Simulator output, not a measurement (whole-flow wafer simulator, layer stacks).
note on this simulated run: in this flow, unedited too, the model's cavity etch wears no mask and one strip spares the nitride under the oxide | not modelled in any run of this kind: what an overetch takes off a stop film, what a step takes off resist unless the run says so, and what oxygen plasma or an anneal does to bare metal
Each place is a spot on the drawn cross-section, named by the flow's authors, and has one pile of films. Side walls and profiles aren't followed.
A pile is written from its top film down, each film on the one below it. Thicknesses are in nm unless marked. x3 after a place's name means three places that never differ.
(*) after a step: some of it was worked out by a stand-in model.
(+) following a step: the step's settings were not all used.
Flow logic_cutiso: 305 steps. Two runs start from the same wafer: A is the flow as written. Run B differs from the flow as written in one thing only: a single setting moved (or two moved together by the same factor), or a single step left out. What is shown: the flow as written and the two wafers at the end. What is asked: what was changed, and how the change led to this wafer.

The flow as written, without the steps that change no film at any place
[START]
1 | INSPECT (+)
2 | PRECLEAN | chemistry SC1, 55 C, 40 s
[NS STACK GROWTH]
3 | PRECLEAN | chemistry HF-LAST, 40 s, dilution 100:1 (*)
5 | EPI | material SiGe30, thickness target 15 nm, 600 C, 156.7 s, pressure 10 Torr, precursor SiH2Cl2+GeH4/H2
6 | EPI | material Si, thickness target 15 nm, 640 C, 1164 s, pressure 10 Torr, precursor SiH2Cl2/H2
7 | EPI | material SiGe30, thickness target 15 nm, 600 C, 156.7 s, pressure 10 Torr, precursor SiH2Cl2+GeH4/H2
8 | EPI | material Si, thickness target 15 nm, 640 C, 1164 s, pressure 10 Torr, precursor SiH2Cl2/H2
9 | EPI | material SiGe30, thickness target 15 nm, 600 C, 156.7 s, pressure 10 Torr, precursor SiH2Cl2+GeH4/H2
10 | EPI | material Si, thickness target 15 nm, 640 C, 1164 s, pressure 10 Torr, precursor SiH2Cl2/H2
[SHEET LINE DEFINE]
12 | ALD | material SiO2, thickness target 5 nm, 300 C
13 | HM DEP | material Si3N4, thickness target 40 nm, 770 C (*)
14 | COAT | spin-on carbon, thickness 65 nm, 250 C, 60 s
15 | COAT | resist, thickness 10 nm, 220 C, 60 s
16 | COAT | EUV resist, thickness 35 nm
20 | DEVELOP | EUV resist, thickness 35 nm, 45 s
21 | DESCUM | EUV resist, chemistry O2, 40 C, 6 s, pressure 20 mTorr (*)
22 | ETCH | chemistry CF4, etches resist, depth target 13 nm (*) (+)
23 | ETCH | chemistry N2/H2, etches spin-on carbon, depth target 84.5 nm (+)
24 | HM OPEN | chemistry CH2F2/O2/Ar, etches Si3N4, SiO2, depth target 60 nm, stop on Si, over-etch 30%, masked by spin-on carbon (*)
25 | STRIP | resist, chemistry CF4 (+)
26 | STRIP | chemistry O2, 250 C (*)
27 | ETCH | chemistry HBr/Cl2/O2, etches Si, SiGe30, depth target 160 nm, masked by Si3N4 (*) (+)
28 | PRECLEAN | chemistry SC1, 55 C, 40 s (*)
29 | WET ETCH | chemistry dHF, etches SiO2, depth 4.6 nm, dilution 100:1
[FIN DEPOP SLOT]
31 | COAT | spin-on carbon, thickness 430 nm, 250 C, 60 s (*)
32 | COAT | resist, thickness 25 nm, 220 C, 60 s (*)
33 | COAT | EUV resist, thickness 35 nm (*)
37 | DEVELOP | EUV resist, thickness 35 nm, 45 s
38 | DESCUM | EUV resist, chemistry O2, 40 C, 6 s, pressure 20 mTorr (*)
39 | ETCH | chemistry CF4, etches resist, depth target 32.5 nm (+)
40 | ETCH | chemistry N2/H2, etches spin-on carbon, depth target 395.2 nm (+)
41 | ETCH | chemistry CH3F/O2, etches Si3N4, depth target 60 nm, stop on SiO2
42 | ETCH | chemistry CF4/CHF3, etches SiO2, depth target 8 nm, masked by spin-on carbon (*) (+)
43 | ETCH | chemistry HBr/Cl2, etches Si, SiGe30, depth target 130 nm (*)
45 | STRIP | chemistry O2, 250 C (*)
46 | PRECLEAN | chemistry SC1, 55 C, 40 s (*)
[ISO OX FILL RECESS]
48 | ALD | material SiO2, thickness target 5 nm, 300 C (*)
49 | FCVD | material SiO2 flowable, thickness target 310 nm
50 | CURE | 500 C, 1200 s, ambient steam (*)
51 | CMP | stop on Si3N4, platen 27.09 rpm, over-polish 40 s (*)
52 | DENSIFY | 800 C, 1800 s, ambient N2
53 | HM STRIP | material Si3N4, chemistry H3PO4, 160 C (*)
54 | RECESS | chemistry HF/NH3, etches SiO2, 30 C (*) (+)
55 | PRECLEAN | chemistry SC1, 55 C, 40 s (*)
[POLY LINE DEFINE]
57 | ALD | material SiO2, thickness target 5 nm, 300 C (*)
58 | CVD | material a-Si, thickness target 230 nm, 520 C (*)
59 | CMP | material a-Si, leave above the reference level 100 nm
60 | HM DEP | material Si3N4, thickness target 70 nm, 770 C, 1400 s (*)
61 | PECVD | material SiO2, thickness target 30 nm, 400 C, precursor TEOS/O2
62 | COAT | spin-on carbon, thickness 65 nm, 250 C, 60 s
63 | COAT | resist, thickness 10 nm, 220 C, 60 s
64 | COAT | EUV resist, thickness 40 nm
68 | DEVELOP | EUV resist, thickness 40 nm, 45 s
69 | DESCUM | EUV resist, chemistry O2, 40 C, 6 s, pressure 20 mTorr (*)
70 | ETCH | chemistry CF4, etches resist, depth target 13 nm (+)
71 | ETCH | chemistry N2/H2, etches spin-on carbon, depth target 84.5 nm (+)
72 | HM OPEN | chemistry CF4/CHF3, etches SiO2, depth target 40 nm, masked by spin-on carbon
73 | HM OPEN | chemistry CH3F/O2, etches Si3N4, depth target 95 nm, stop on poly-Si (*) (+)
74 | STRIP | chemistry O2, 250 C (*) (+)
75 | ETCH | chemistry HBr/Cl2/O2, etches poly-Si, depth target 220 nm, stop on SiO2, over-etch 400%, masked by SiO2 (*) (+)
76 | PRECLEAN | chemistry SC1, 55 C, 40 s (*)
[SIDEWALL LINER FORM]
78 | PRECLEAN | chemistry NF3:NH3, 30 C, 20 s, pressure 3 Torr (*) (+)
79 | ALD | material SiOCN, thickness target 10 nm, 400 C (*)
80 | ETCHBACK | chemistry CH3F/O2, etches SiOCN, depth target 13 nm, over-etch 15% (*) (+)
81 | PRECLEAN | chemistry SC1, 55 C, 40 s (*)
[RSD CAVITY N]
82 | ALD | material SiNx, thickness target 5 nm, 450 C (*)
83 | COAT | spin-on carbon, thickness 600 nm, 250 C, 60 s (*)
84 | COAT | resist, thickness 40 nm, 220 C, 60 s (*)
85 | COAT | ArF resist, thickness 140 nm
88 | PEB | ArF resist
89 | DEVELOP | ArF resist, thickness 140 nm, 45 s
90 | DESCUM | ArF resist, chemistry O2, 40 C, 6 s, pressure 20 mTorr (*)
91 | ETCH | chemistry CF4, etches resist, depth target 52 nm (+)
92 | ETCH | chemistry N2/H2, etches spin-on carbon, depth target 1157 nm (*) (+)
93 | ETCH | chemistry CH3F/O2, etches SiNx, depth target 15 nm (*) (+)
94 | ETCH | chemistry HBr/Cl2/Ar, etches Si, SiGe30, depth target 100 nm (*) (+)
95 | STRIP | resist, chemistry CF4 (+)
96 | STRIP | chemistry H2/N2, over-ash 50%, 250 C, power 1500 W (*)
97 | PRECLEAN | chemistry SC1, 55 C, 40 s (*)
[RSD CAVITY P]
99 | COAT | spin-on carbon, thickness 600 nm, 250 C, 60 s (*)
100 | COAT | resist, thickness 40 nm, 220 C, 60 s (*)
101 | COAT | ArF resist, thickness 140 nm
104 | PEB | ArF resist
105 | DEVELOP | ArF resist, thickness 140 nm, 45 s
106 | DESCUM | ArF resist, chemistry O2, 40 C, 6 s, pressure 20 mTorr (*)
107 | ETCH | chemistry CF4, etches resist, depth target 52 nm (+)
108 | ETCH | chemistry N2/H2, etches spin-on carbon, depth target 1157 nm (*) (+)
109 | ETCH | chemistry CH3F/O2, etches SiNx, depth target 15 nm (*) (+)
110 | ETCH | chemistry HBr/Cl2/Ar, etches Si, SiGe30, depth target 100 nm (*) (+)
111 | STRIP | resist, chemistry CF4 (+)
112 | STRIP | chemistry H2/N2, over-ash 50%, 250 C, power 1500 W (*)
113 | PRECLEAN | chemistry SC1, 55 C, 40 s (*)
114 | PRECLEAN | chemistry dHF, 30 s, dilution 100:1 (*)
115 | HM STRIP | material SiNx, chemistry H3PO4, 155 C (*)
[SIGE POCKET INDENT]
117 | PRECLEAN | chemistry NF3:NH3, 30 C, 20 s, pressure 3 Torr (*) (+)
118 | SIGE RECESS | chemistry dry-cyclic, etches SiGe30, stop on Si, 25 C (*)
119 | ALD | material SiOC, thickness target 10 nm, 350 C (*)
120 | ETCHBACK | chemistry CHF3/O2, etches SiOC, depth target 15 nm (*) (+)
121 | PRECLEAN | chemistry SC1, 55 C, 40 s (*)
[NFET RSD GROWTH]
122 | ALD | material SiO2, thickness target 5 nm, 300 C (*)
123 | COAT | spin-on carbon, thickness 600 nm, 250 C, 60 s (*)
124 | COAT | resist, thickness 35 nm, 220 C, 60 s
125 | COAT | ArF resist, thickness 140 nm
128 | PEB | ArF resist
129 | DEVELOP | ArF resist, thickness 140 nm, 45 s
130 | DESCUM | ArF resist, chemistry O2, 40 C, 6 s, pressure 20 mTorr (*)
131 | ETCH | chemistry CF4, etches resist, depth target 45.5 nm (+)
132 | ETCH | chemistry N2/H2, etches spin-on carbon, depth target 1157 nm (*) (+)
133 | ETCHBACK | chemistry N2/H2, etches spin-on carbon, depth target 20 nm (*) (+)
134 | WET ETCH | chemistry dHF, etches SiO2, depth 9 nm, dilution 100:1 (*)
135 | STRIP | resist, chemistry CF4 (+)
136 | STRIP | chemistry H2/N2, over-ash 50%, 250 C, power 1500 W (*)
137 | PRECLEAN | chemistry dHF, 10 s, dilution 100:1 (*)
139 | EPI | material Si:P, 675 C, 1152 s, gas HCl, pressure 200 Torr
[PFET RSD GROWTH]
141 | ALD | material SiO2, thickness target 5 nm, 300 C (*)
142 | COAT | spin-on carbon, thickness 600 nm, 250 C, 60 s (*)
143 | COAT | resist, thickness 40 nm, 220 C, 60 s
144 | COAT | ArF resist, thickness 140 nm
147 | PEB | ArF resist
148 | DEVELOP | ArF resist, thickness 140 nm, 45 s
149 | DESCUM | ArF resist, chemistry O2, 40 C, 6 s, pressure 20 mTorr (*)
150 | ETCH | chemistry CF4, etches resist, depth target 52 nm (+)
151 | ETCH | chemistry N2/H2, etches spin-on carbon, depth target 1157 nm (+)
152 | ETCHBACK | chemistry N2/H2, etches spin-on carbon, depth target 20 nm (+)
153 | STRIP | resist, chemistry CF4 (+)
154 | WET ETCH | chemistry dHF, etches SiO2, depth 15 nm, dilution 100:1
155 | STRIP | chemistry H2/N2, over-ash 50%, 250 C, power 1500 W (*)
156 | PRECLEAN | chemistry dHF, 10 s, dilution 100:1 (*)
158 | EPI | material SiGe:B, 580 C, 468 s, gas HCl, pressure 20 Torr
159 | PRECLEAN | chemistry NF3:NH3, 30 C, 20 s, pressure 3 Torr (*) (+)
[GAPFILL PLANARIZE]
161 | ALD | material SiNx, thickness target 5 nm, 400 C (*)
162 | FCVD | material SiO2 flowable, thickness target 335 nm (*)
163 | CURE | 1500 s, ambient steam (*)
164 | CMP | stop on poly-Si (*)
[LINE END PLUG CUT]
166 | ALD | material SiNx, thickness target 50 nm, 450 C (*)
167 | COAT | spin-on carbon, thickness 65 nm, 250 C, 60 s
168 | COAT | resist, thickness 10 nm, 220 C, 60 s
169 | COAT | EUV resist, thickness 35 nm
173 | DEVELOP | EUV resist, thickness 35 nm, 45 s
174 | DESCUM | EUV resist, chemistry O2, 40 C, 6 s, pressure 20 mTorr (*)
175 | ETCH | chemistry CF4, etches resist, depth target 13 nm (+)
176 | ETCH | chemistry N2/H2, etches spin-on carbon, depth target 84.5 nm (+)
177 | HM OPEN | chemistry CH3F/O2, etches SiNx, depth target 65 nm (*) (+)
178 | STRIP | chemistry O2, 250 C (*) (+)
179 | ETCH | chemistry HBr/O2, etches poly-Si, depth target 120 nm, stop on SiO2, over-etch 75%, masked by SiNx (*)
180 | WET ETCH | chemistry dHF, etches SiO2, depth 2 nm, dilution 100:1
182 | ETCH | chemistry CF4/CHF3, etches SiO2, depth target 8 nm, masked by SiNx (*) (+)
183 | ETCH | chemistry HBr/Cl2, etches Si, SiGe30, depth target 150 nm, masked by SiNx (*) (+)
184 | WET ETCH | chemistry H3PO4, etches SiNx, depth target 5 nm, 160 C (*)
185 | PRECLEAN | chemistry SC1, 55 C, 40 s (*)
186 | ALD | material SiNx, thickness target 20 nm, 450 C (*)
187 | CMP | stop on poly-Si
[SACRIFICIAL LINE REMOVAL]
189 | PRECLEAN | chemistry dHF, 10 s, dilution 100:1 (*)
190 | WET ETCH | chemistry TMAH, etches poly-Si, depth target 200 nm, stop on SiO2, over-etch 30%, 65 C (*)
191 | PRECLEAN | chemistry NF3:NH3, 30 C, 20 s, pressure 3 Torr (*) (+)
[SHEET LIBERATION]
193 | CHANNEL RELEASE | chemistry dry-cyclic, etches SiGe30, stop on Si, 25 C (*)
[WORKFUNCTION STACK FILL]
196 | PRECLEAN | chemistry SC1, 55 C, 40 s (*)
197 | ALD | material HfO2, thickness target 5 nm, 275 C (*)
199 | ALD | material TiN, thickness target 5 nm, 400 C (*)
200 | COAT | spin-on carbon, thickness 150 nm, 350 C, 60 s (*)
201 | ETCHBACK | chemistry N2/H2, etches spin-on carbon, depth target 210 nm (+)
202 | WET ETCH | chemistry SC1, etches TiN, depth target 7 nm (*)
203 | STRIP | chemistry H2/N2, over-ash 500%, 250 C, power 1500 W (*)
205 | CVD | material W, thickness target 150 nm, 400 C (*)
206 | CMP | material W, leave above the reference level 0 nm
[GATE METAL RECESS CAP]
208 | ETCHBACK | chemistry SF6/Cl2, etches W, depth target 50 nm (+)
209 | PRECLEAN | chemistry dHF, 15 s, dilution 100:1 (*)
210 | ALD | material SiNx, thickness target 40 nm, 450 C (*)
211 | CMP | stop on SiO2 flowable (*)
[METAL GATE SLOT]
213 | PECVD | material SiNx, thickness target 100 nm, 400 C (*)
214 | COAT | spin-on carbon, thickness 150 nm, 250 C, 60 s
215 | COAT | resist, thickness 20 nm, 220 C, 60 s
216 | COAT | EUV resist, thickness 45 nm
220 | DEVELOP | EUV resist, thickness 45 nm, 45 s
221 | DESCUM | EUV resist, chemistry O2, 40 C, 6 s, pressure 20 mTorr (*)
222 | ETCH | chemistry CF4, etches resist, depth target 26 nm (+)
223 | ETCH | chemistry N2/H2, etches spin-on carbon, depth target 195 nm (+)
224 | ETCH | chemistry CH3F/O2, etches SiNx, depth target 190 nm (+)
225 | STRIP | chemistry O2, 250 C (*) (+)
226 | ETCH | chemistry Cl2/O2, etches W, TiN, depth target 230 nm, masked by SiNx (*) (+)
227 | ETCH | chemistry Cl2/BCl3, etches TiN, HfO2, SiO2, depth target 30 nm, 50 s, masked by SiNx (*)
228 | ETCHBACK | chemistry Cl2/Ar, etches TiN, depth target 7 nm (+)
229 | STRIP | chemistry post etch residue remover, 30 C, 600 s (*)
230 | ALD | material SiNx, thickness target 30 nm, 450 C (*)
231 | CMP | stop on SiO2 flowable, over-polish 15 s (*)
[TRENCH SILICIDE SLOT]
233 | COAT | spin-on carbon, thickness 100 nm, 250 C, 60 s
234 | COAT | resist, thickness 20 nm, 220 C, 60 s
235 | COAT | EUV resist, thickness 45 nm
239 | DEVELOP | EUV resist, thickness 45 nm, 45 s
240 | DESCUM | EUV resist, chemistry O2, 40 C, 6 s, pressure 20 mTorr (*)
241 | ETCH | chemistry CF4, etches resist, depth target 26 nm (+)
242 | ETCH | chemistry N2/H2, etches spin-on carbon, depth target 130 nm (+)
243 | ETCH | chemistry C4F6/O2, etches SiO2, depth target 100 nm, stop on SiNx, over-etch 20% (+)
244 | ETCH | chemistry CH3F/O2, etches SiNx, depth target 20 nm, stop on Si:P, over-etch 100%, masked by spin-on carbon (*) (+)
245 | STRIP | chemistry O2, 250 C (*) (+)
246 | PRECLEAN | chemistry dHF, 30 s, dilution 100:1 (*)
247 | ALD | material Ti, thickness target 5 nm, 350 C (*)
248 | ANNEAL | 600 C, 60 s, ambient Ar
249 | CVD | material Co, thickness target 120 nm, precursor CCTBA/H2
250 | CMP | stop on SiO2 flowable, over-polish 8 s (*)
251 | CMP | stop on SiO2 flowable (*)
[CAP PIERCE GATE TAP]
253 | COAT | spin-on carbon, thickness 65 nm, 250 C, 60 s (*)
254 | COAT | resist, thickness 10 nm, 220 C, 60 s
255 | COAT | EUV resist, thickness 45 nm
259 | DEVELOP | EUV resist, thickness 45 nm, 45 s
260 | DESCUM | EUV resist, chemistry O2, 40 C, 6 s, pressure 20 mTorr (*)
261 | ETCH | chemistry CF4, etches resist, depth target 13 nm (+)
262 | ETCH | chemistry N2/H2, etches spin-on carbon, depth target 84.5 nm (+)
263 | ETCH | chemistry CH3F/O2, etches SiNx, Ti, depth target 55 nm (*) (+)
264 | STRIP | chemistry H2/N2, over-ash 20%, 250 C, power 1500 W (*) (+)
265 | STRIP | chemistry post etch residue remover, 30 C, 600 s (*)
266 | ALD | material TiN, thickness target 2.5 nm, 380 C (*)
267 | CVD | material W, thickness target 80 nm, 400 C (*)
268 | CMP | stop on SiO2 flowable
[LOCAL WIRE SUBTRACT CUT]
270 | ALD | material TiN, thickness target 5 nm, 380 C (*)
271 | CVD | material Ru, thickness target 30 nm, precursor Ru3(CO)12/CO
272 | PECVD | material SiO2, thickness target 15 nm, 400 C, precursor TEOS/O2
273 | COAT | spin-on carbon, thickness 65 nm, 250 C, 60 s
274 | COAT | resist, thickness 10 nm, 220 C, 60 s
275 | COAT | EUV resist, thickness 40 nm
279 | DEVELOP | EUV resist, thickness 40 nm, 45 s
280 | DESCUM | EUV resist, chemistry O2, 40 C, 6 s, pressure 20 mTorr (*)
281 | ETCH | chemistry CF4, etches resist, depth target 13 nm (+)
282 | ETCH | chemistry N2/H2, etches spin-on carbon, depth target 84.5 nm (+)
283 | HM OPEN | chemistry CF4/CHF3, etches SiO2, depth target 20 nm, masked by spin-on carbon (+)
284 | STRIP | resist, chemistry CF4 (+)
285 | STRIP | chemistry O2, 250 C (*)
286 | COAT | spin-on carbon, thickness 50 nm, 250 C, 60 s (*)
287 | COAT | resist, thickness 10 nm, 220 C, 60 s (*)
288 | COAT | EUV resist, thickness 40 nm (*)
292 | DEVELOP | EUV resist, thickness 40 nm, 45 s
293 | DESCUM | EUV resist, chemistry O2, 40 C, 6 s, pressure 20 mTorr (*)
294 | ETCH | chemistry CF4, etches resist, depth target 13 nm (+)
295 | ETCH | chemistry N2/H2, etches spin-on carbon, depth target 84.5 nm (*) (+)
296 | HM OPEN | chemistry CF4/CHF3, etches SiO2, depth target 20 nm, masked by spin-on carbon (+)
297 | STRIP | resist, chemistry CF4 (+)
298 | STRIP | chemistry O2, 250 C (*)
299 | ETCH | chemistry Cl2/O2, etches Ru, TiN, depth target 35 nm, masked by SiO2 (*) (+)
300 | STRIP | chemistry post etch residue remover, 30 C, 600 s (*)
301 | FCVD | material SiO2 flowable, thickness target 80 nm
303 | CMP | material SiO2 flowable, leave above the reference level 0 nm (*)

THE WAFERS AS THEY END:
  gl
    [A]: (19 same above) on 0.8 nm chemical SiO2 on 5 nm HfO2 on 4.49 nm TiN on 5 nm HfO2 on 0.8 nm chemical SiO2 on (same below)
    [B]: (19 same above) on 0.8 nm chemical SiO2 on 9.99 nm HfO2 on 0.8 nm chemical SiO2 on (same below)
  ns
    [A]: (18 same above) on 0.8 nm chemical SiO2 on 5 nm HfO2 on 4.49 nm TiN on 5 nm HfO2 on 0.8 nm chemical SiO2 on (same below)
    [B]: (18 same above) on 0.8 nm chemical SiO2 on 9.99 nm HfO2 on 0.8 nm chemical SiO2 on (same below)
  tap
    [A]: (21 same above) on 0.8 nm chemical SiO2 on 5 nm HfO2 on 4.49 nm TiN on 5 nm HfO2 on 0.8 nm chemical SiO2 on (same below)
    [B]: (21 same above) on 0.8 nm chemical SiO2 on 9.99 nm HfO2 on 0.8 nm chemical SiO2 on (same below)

Cause: step 5, EPI: thickness target 10.5 nm was run, though the flow has thickness target 15 nm; step 5, EPI: 109.7 s was run, where the flow has 156.7 s.

How this came from the change, step by step:
  5 | EPI | material SiGe30, thickness target 15 nm, 600 C, 156.7 s, pressure 10 Torr, precursor SiH2Cl2+GeH4/H2
      depop, dpovl, gfld and 19 more: A SiGe30 gains 15 (new film) | B SiGe30 gains 10.5 (new film)
  27 | ETCH | chemistry HBr/Cl2/O2, etches Si, SiGe30, depth target 160 nm, masked by Si3N4 (*) (+)
      gfld, gxf, iso, lnri: A chemical SiO2 loses 0.79 (all of it), Si loses 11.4 (all of it), SiGe30 loses 15 (all of it), Si loses 15 (all of it), SiGe30 loses 15 (all of it), Si loses 15 (all of it), SiGe30 loses 15 (all of it), Si loses 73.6 | B chemical SiO2 loses 0.79 (all of it), Si loses 11.4 (all of it), SiGe30 loses 15 (all of it), Si loses 15 (all of it), SiGe30 loses 15 (all of it), Si loses 15 (all of it), SiGe30 loses 10.5 (all of it), Si loses 78.1
      dpovl, nsgap: A chemical SiO2 loses 0.79 (all of it), Si loses 11.8 (all of it), SiGe30 loses 15 (all of it), Si loses 15 (all of it), SiGe30 loses 15 (all of it), Si loses 15 (all of it), SiGe30 loses 15 (all of it), Si loses 73.2 | B chemical SiO2 loses 0.79 (all of it), Si loses 11.8 (all of it), SiGe30 loses 15 (all of it), Si loses 15 (all of it), SiGe30 loses 15 (all of it), Si loses 15 (all of it), SiGe30 loses 10.5 (all of it), Si loses 77.7
      (and at 1 other place as well)
  43 | ETCH | chemistry HBr/Cl2, etches Si, SiGe30, depth target 130 nm (*)
      depop: A Si loses 14 (all of it), SiGe30 loses 15 (all of it), Si loses 15 (all of it), SiGe30 loses 15 (all of it), Si loses 15 (all of it), SiGe30 loses 15 (all of it), Si loses 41 | B Si loses 14 (all of it), SiGe30 loses 15 (all of it), Si loses 15 (all of it), SiGe30 loses 15 (all of it), Si loses 15 (all of it), SiGe30 loses 10.5 (all of it), Si loses 45.5
  94 | ETCH | chemistry HBr/Cl2/Ar, etches Si, SiGe30, depth target 100 nm (*) (+)
      rsdn, rsdx: A chemical SiO2 loses 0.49 (all of it), Si loses 12.8 (all of it), SiGe30 loses 15 (all of it), Si loses 15 (all of it), SiGe30 loses 15 (all of it), Si loses 15 (all of it), SiGe30 loses 15 (all of it), Si loses 12.2 | B chemical SiO2 loses 0.49 (all of it), Si loses 12.8 (all of it), SiGe30 loses 15 (all of it), Si loses 15 (all of it), SiGe30 loses 15 (all of it), Si loses 15 (all of it), SiGe30 loses 10.5 (all of it), Si loses 16.7
  110 | ETCH | chemistry HBr/Cl2/Ar, etches Si, SiGe30, depth target 100 nm (*) (+)
      rsdp, rsdw: A chemical SiO2 loses 0.49 (all of it), Si loses 12.8 (all of it), SiGe30 loses 15 (all of it), Si loses 15 (all of it), SiGe30 loses 15 (all of it), Si loses 15 (all of it), SiGe30 loses 15 (all of it), Si loses 12.2 | B chemical SiO2 loses 0.49 (all of it), Si loses 12.8 (all of it), SiGe30 loses 15 (all of it), Si loses 15 (all of it), SiGe30 loses 15 (all of it), Si loses 15 (all of it), SiGe30 loses 10.5 (all of it), Si loses 16.7
  118 | SIGE RECESS | chemistry dry-cyclic, etches SiGe30, stop on Si, 25 C (*)
      lnr, lnrp, lnrt: A SiOCN loses 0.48, Si loses 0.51, cavity gains 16 (new film), SiGe30 loses 15 (all of it), Si loses 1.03, cavity gains 16 (new film), SiGe30 loses 15 (all of it), Si loses 1.03, cavity gains 16 (new film), SiGe30 loses 15 (all of it), Si loses 0.51 | B SiOCN loses 0.48, Si loses 0.51, cavity gains 16 (new film), SiGe30 loses 15 (all of it), Si loses 1.03, cavity gains 16 (new film), SiGe30 loses 15 (all of it), Si loses 1.03, cavity gains 11.5 (new film), SiGe30 loses 10.5 (all of it), Si loses 0.51
  119 | ALD | material SiOC, thickness target 10 nm, 350 C (*)
      lnr, lnrp, lnrt: A SiOC gains 10 (new film), SiOC gains 16 (new film), cavity loses 16 (all of it), SiOC gains 16 (new film), cavity loses 16 (all of it), SiOC gains 16 (new film), cavity loses 16 (all of it) | B SiOC gains 10 (new film), SiOC gains 16 (new film), cavity loses 16 (all of it), SiOC gains 16 (new film), cavity loses 16 (all of it), SiOC gains 11.5 (new film), cavity loses 11.5 (all of it)
  183 | ETCH | chemistry HBr/Cl2, etches Si, SiGe30, depth target 150 nm, masked by SiNx (*) (+)
      plug: A Si loses 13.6 (all of it), SiGe30 loses 15 (all of it), Si loses 15 (all of it), SiGe30 loses 15 (all of it), Si loses 15 (all of it), SiGe30 loses 15 (all of it), Si loses 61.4 | B Si loses 13.6 (all of it), SiGe30 loses 15 (all of it), Si loses 15 (all of it), SiGe30 loses 15 (all of it), Si loses 15 (all of it), SiGe30 loses 10.5 (all of it), Si loses 65.9
  193 | CHANNEL RELEASE | chemistry dry-cyclic, etches SiGe30, stop on Si, 25 C (*)
      gl, glp, gxn, gxp, ns, tap: A chemical SiO2 gains 0.8 (new film), Si loses 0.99, chemical SiO2 gains 0.8 (new film), cavity gains 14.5 (new film), chemical SiO2 gains 0.8 (new film), SiGe30 loses 15 (all of it), Si loses 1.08, chemical SiO2 gains 0.8 (new film), cavity gains 14.5 (new film), chemical SiO2 gains 0.8 (new film), SiGe30 loses 15 (all of it), Si loses 1.08, chemical SiO2 gains 0.8 (new film), cavity gains 14.5 (new film), chemical SiO2 gains 0.8 (new film), SiGe30 loses 15 (all of it), Si loses 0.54 | B chemical SiO2 gains 0.8 (new film), Si loses 0.99, chemical SiO2 gains 0.8 (new film), cavity gains 14.5 (new film), chemical SiO2 gains 0.8 (new film), SiGe30 loses 15 (all of it), Si loses 1.08, chemical SiO2 gains 0.8 (new film), cavity gains 14.5 (new film), chemical SiO2 gains 0.8 (new film), SiGe30 loses 15 (all of it), Si loses 1.08, chemical SiO2 gains 0.8 (new film), cavity gains 9.99 (new film), chemical SiO2 gains 0.8 (new film), SiGe30 loses 10.5 (all of it), Si loses 0.54
  197 | ALD | material HfO2, thickness target 5 nm, 275 C (*)
      gl, glp, gxn, gxp, ns, tap: A HfO2 gains 5 (new film), HfO2 gains 5 (new film), cavity loses 10, HfO2 gains 5 (new film), HfO2 gains 5 (new film), cavity loses 10, HfO2 gains 5 (new film), HfO2 gains 5 (new film), cavity loses 10, HfO2 gains 5 (new film) | B HfO2 gains 5 (new film), HfO2 gains 5 (new film), cavity loses 10, HfO2 gains 5 (new film), HfO2 gains 5 (new film), cavity loses 10, HfO2 gains 5 (new film), HfO2 gains 9.99 (new film), cavity loses 9.99 (all of it)
  199 | ALD | material TiN, thickness target 5 nm, 400 C (*)
      gl, glp, tap: A TiN gains 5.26 (new film), TiN gains 4.49 (new film), cavity loses 4.49 (all of it), TiN gains 4.49 (new film), cavity loses 4.49 (all of it), TiN gains 4.49 (new film), cavity loses 4.49 (all of it) | B TiN gains 5.26 (new film), TiN gains 4.49 (new film), cavity loses 4.49 (all of it), TiN gains 4.49 (new film), cavity loses 4.49 (all of it)
      gxn, gxp, ns: A TiN gains 5 (new film), TiN gains 4.49 (new film), cavity loses 4.49 (all of it), TiN gains 4.49 (new film), cavity loses 4.49 (all of it), TiN gains 4.49 (new film), cavity loses 4.49 (all of it) | B TiN gains 5 (new film), TiN gains 4.49 (new film), cavity loses 4.49 (all of it), TiN gains 4.49 (new film), cavity loses 4.49 (all of it)
Taking metal films that touch as one body, gl has 3 bodies (between them, from the top down: HfO2 5 / chemical SiO2 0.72 / Si 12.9 / chemical SiO2 0.8 / HfO2 5; HfO2 5 / chemical SiO2 0.8 / Si 13.9 / chemical SiO2 0.8 / HfO2 5); the flow as written gives 4 bodies (between them, from the top down: HfO2 5 / chemical SiO2 0.72 / Si 12.9 / chemical SiO2 0.8 / HfO2 5; HfO2 5 / chemical SiO2 0.8 / Si 13.9 / chemical SiO2 0.8 / HfO2 5; HfO2 5 / chemical SiO2 0.8 / Si 13.9 / chemical SiO2 0.8 / HfO2 5).
Taking metal films that touch as one body, ns has 3 bodies (between them, from the top down: HfO2 5 / chemical SiO2 0.72 / Si 12.9 / chemical SiO2 0.8 / HfO2 5; HfO2 5 / chemical SiO2 0.8 / Si 13.9 / chemical SiO2 0.8 / HfO2 5); the flow as written gives 4 bodies (between them, from the top down: HfO2 5 / chemical SiO2 0.72 / Si 12.9 / chemical SiO2 0.8 / HfO2 5; HfO2 5 / chemical SiO2 0.8 / Si 13.9 / chemical SiO2 0.8 / HfO2 5; HfO2 5 / chemical SiO2 0.8 / Si 13.9 / chemical SiO2 0.8 / HfO2 5).
Taking metal films that touch as one body, tap has 3 bodies (between them, from the top down: HfO2 5 / chemical SiO2 0.72 / Si 12.9 / chemical SiO2 0.8 / HfO2 5; HfO2 5 / chemical SiO2 0.8 / Si 13.9 / chemical SiO2 0.8 / HfO2 5); the flow as written gives 4 bodies (between them, from the top down: HfO2 5 / chemical SiO2 0.72 / Si 12.9 / chemical SiO2 0.8 / HfO2 5; HfO2 5 / chemical SiO2 0.8 / Si 13.9 / chemical SiO2 0.8 / HfO2 5; HfO2 5 / chemical SiO2 0.8 / Si 13.9 / chemical SiO2 0.8 / HfO2 5).
